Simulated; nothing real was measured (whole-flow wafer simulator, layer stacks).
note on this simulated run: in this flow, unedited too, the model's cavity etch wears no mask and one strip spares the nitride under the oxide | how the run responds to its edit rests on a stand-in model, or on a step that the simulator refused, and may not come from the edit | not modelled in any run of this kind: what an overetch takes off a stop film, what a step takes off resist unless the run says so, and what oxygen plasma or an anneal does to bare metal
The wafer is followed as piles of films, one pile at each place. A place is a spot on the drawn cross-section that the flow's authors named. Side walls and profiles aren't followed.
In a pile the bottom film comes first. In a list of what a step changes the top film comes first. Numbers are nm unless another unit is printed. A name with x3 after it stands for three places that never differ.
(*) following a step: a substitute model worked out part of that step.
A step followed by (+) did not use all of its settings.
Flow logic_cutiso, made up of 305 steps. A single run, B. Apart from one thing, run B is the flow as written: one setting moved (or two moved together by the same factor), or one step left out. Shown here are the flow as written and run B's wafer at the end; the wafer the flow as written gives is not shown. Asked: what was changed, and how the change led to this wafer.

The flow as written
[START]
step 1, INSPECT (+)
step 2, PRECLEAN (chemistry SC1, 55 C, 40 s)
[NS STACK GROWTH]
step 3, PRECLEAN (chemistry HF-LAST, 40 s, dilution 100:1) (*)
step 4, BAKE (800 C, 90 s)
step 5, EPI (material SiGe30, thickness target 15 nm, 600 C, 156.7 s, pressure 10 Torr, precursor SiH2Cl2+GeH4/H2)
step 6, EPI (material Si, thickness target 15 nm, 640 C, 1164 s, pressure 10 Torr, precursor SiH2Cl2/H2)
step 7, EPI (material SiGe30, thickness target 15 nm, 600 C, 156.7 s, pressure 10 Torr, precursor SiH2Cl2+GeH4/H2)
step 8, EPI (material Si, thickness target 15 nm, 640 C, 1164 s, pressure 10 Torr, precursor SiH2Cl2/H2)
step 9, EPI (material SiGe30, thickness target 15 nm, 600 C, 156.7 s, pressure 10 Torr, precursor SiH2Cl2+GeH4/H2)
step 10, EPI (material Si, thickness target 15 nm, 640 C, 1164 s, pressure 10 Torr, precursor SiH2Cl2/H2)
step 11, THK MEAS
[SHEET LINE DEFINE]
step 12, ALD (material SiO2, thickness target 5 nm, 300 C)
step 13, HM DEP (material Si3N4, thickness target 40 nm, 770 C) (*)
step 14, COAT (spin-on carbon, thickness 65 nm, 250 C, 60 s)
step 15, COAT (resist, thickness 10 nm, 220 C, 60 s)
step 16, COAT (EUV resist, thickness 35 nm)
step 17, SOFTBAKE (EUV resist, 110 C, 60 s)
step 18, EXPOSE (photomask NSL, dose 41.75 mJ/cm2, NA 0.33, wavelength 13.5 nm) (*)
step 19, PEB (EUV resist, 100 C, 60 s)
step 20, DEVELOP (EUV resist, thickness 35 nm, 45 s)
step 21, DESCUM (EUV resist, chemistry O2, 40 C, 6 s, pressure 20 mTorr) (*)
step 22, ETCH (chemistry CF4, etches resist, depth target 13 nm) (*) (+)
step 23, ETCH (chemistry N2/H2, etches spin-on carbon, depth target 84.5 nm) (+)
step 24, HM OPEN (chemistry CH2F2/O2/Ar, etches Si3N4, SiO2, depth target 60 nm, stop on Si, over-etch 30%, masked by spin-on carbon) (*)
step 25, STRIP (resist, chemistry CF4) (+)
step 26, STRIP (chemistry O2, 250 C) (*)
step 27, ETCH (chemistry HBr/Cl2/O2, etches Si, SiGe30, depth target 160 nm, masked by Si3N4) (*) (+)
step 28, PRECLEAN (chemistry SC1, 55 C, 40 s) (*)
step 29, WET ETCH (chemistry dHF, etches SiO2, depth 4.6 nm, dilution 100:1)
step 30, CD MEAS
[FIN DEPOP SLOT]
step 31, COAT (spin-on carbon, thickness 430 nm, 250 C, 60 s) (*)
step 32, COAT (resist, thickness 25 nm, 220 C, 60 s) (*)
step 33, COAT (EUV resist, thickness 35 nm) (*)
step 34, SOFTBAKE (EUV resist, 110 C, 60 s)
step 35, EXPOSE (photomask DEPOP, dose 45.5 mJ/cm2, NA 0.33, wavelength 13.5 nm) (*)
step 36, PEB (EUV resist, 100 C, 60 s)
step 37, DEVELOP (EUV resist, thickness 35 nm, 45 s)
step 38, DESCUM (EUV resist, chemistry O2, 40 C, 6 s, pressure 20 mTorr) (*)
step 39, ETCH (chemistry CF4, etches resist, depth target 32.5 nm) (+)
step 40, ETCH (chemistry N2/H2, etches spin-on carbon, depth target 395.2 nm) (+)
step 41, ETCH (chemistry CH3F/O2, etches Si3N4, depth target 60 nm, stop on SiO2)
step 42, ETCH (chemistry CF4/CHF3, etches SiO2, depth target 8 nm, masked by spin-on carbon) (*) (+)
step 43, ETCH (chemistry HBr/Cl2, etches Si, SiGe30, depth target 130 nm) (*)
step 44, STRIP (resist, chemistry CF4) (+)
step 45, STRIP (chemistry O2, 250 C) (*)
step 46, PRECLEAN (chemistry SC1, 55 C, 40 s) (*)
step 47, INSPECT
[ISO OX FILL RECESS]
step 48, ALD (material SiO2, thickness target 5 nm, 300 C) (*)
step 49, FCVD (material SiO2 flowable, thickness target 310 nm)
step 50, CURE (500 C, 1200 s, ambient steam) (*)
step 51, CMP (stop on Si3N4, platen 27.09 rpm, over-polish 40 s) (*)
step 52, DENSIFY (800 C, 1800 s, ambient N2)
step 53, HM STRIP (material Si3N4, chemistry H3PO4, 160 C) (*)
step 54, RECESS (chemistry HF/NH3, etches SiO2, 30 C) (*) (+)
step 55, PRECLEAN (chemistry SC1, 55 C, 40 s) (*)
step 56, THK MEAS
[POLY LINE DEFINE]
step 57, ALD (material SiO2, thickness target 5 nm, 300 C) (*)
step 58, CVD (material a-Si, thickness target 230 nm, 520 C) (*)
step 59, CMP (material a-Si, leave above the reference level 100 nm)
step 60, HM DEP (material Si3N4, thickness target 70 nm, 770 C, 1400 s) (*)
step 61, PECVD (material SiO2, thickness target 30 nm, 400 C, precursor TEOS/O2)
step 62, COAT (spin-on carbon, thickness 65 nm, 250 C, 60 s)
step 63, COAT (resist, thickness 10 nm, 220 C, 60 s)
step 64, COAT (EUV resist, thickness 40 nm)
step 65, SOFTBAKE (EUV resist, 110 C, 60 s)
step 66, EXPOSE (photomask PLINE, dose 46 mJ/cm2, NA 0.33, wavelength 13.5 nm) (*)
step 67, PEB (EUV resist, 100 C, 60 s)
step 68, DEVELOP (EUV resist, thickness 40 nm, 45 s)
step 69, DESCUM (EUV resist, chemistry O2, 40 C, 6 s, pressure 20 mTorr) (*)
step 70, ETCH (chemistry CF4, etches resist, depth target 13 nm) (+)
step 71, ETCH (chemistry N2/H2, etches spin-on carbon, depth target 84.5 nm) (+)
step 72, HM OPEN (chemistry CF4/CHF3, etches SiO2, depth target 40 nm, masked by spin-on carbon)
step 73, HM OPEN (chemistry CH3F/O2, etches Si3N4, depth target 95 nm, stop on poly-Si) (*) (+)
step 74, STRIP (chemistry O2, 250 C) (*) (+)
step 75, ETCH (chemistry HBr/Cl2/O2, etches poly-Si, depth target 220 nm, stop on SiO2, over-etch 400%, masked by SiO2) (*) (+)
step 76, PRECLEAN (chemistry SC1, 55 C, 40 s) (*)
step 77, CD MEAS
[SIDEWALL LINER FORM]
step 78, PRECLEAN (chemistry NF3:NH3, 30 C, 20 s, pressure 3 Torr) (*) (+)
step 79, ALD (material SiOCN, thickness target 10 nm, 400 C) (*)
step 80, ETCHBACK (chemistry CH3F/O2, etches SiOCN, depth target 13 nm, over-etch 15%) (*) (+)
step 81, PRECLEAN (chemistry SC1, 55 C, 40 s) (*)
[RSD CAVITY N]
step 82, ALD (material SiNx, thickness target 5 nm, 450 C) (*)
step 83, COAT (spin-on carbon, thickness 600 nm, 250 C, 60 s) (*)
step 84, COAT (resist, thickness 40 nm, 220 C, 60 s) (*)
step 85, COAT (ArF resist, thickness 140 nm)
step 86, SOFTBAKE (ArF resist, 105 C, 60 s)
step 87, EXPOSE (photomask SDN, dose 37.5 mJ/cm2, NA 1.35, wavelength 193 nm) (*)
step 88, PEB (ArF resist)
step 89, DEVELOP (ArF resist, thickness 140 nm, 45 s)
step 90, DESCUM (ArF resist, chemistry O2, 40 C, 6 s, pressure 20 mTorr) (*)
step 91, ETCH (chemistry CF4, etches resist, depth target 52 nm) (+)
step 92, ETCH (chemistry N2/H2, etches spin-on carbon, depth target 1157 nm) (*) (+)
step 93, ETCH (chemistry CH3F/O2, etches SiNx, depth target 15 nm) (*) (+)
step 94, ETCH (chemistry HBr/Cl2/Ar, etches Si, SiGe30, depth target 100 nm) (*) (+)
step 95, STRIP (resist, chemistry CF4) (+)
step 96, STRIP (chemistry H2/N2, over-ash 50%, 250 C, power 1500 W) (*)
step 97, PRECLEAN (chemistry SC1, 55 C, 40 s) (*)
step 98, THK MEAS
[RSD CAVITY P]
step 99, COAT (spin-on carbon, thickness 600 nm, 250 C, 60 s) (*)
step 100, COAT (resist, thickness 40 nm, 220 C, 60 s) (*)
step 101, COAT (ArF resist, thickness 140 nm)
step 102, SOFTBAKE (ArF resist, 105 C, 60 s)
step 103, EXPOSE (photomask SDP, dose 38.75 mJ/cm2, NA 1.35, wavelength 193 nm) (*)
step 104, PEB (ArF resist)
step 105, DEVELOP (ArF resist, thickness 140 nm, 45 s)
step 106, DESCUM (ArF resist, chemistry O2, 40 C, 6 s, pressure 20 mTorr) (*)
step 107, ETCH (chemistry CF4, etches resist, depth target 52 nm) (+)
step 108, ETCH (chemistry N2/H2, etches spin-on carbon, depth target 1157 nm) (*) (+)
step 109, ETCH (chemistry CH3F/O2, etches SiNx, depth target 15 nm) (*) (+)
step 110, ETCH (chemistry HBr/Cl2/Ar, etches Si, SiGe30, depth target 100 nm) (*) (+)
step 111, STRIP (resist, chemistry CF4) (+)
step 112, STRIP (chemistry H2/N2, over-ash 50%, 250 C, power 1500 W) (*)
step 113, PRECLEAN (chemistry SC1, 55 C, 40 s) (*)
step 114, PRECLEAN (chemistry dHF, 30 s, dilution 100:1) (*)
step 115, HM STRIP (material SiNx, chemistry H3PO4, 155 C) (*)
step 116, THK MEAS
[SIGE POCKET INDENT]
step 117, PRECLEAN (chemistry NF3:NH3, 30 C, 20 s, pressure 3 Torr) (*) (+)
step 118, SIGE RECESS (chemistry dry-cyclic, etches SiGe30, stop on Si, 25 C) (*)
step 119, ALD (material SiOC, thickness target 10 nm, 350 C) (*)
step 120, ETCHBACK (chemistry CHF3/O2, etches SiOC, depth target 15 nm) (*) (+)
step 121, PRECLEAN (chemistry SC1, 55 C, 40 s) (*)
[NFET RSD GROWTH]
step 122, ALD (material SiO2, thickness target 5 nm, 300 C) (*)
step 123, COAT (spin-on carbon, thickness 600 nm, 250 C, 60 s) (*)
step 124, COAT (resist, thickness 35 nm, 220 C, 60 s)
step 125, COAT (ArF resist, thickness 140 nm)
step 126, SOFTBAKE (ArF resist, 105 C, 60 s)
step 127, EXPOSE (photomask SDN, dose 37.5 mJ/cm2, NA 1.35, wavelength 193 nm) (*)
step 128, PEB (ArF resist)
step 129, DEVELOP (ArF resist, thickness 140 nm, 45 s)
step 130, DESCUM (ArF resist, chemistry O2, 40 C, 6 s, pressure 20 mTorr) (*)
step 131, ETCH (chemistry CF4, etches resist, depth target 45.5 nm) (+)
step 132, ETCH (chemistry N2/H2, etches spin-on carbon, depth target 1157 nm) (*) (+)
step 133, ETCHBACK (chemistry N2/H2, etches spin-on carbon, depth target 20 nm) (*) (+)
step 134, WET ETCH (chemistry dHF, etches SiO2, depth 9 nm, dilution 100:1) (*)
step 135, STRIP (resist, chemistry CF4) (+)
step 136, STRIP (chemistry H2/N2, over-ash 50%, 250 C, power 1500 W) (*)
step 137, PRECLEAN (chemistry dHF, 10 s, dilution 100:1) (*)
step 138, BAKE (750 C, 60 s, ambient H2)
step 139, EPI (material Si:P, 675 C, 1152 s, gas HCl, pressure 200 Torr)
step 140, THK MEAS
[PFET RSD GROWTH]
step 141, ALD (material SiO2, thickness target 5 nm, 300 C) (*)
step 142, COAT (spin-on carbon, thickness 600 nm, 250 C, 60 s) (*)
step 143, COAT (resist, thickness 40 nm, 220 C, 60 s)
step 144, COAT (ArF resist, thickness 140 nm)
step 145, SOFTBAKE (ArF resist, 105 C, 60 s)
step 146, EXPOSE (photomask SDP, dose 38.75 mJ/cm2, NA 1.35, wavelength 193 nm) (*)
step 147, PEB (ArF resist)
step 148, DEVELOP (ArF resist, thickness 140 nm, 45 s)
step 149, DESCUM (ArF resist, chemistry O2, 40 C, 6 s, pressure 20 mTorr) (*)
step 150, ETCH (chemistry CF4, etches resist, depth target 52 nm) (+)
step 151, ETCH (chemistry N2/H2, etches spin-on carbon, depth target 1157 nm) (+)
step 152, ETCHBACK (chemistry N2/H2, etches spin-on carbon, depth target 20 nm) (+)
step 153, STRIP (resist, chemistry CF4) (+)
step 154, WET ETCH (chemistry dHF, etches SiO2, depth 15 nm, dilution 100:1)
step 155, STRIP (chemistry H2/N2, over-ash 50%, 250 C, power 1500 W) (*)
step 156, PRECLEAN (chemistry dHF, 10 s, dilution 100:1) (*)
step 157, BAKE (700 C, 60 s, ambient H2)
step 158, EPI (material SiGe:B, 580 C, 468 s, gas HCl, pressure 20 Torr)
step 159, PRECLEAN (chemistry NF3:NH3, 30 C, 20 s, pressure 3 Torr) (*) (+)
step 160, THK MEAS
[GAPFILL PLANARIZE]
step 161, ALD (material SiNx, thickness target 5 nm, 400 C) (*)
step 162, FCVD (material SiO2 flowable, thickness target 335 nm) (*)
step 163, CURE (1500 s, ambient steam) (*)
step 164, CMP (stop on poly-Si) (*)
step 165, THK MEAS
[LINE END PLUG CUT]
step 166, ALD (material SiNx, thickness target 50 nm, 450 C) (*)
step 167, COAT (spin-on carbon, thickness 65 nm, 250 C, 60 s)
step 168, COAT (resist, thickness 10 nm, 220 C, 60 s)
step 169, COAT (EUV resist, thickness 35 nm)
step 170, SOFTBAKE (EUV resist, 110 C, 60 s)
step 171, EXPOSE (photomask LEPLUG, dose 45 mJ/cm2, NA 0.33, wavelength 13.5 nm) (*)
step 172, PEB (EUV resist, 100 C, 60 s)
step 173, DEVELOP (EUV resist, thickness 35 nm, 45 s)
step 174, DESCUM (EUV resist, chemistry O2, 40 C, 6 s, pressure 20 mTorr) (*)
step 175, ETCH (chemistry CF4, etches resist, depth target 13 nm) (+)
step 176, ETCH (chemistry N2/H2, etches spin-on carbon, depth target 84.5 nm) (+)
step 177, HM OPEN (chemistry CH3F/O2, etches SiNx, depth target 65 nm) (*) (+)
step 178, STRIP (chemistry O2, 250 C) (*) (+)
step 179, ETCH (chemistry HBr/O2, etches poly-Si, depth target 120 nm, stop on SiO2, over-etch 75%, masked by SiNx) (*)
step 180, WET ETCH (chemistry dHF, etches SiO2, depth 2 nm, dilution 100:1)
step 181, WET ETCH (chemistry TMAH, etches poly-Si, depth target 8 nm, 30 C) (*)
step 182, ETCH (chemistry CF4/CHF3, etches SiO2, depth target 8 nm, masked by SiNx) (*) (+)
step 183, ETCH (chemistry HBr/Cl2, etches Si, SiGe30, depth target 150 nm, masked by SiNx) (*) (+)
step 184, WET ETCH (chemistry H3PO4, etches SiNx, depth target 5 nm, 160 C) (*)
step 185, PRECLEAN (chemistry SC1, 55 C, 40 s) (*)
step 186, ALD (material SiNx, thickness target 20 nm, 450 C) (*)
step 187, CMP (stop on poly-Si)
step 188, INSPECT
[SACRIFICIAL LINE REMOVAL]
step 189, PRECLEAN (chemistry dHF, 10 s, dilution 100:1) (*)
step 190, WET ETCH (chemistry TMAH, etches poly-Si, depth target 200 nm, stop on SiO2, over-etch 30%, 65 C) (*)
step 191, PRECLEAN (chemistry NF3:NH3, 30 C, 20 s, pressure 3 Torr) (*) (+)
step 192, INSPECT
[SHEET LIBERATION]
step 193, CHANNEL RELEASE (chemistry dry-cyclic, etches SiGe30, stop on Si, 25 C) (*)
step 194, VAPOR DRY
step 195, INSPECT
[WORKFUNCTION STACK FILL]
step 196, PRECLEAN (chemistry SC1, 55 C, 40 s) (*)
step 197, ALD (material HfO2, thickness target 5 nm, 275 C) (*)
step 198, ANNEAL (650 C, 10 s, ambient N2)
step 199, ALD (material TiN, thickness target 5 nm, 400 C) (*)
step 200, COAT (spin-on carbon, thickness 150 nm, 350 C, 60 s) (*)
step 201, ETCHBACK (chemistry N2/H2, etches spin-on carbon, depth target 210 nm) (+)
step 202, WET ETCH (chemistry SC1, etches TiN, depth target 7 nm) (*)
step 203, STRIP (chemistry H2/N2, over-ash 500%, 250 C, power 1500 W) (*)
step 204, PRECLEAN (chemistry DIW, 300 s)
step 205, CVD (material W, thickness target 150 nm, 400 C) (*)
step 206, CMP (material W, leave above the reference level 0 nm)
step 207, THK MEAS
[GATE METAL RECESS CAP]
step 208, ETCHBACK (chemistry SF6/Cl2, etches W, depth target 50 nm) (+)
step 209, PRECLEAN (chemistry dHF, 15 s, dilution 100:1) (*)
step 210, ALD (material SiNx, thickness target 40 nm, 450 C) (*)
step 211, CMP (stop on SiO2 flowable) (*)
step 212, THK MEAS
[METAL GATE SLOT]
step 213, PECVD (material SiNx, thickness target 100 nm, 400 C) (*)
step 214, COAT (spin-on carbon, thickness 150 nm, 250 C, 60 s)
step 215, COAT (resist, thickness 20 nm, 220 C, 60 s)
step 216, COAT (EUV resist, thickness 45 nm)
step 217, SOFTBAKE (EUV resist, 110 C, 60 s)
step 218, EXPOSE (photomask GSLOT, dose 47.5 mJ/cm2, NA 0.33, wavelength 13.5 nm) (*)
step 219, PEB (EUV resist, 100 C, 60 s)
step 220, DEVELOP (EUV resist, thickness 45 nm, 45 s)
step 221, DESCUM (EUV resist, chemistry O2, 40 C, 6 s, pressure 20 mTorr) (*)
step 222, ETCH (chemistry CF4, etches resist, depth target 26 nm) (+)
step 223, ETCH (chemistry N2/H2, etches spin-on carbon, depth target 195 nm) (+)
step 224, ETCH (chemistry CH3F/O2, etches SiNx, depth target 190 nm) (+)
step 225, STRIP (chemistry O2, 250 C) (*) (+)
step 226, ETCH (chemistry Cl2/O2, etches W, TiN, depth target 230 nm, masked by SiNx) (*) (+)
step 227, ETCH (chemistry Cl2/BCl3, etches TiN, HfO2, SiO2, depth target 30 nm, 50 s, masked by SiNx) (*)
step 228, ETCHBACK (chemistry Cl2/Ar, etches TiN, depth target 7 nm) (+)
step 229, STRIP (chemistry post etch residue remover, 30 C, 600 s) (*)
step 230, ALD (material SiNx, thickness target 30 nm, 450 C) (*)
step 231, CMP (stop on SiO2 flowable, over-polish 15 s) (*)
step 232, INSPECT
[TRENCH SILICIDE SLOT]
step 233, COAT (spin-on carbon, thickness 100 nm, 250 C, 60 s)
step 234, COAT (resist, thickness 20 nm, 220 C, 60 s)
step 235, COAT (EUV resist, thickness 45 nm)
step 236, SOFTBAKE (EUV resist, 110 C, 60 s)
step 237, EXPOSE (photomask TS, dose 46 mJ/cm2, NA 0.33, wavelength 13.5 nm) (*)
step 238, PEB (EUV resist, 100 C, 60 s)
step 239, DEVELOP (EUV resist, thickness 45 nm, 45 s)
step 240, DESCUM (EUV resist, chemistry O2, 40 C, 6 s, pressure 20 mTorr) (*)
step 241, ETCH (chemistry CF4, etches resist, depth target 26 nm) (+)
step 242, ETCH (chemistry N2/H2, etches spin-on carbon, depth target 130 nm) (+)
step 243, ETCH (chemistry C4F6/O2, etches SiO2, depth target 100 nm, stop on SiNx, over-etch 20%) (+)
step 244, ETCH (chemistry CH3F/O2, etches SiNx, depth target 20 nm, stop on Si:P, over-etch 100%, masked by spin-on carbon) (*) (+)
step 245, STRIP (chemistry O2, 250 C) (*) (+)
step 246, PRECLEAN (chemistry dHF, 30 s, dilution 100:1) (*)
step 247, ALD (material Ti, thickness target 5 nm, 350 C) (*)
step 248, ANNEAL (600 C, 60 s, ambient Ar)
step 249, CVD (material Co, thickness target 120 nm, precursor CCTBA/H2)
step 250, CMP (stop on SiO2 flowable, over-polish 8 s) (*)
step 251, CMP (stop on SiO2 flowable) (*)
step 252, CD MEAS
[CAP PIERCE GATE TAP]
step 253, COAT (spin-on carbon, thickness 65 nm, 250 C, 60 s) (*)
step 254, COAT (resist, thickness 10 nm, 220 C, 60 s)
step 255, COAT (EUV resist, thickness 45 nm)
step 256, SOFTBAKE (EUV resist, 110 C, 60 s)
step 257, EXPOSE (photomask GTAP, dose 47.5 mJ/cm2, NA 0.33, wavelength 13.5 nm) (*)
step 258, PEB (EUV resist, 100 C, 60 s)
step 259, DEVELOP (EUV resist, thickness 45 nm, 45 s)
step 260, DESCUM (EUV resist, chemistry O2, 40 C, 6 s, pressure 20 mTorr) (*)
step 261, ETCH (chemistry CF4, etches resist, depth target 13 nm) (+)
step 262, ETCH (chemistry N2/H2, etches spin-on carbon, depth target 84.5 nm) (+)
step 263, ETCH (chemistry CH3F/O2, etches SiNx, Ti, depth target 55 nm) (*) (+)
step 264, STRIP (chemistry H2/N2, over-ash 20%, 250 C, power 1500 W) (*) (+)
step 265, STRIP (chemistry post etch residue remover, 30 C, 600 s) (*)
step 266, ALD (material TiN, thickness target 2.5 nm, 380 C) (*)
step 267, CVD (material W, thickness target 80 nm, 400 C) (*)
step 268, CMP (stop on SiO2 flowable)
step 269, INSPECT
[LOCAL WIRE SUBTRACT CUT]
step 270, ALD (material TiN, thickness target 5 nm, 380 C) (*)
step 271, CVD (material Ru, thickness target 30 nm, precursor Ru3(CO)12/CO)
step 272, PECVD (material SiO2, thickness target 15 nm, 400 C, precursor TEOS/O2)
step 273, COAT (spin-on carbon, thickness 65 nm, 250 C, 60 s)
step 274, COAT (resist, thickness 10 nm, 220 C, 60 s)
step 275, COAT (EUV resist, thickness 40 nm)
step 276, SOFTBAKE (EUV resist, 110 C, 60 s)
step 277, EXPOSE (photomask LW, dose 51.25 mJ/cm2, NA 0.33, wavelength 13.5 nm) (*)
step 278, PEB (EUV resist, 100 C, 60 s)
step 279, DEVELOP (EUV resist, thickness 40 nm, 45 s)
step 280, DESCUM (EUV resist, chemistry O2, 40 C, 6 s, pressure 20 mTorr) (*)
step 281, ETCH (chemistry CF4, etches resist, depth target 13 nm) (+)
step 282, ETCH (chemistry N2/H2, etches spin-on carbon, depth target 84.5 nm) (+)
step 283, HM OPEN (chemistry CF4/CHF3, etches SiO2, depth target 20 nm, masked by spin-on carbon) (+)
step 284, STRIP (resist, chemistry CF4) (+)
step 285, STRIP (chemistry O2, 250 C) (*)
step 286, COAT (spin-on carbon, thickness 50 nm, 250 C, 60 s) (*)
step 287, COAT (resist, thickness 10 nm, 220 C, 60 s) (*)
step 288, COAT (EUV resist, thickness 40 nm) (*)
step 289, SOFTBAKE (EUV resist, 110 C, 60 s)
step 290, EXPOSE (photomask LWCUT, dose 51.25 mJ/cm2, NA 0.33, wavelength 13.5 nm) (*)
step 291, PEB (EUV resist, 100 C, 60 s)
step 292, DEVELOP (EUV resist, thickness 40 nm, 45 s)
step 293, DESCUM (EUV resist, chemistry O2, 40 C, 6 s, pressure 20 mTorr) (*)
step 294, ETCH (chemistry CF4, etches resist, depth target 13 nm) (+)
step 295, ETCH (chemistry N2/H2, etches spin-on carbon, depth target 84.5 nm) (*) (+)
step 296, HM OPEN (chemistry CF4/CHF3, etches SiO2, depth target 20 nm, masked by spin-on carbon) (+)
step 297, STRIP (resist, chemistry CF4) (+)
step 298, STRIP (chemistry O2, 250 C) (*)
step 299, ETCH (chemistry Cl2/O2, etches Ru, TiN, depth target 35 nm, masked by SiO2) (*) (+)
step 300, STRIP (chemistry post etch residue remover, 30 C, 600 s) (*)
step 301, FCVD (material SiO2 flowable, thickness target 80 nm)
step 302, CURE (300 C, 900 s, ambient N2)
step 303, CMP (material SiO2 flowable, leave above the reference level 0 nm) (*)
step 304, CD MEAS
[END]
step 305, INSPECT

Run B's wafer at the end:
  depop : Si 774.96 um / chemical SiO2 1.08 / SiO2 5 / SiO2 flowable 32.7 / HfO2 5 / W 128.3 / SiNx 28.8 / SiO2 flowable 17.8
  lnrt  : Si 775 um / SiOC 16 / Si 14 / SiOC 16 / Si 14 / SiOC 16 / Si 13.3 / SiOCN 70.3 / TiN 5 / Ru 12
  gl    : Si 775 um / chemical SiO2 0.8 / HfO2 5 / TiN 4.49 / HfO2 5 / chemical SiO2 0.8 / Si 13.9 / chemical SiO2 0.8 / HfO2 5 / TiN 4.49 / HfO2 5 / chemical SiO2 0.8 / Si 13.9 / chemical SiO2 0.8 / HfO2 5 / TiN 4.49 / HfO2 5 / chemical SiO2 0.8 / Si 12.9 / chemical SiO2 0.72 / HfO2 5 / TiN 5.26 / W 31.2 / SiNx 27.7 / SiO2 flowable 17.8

What caused this: step 271, CVD: thickness target 12 nm was run, though the flow has thickness target 30 nm.
The wafer itself shows it: lnrt has Ru 12, and step 271 as written asks for 30 nm.

Step by step, how the change led to this:
  step 271, CVD (material Ru, thickness target 30 nm, precursor Ru3(CO)12/CO)
      depop, dpovl, gfld and 19 more: +12 Ru (new film) (in the flow as written it would be: +30 Ru (new film))
  step 299, ETCH (chemistry Cl2/O2, etches Ru, TiN, depth target 35 nm, masked by SiO2) (*) (+)
      depop, dpovl, gfld and 9 more: -11.6 Ru (all of it), -5 TiN (all of it), -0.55 SiNx (in the flow as written it would be: -29.6 Ru (all of it), -5 TiN (all of it))
      iso, rsdx: -11.6 Ru (all of it), -5 TiN (all of it), -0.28 SiO2 flowable (in the flow as written it would be: -29.6 Ru (all of it), -5 TiN (all of it))
      (as well as at 4 more places)
  step 301, FCVD (material SiO2 flowable, thickness target 80 nm)
      gfld, gl, glp, gxf, gxn, gxp, plug: +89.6 SiO2 flowable (new film) (in the flow as written it would be: +94.4 SiO2 flowable (new film))
      lnrt, rsdn, rsdp, tap: +57.6 SiO2 flowable (new film) (in the flow as written it would be: +45.3 SiO2 flowable (new film))
      (as well as at 6 more places)
  step 303, CMP (material SiO2 flowable, leave above the reference level 0 nm) (*)
      gfld, gl, glp and 10 more: -71.8 SiO2 flowable (in the flow as written it would be: -59.2 SiO2 flowable)
      depop, dpovl, isow, ns, nsgap: -62.2 SiO2 flowable (in the flow as written it would be: -44.7 SiO2 flowable)
      (as well as at 4 more places)
